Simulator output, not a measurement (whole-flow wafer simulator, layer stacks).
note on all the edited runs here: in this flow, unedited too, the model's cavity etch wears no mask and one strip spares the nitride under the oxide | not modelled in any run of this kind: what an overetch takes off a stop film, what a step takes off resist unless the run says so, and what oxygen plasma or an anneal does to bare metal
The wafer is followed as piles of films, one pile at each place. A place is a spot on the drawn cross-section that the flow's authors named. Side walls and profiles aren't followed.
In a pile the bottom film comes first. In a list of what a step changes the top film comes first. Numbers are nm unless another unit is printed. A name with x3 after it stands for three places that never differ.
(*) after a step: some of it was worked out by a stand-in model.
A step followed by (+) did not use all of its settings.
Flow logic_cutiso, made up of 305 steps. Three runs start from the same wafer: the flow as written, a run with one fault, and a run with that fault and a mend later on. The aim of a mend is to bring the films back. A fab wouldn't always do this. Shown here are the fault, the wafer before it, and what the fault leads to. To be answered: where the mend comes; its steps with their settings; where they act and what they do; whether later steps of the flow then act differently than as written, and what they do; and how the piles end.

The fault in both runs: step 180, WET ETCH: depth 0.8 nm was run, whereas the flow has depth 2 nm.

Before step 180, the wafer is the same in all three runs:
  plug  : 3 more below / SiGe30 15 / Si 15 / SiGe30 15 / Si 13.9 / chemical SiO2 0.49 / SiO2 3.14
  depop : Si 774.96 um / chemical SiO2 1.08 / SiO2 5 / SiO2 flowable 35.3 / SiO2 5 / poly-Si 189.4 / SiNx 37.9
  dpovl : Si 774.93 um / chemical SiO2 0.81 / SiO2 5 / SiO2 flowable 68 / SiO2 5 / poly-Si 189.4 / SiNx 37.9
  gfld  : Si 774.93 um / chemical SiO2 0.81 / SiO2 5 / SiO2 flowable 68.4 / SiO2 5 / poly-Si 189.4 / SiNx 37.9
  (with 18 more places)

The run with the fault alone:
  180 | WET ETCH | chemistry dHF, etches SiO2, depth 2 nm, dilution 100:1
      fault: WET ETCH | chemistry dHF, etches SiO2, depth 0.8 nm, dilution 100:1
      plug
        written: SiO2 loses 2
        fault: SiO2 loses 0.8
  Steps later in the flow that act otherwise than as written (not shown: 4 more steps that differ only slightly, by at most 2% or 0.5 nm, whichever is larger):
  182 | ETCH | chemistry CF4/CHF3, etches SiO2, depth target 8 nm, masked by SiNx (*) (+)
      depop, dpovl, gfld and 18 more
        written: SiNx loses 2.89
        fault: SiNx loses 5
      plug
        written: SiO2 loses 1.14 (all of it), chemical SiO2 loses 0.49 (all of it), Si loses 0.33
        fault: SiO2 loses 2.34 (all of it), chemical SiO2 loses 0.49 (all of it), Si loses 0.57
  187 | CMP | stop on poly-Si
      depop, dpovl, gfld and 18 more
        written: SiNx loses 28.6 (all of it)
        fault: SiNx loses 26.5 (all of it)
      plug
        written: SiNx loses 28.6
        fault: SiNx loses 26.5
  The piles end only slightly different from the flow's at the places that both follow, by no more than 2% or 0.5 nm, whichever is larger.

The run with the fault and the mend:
  The mend follows step 180.
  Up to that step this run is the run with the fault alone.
  180a | WET ETCH | chemistry dHF, etches SiO2, depth 1.2 nm, dilution 100:1 (the flow's step 180, run once more with other settings)
      plug
        SiO2 loses 1.2
  Later steps of the flow that are run all act as written at every place that is followed.
  The piles end the same as the flow's at every place that both follow.
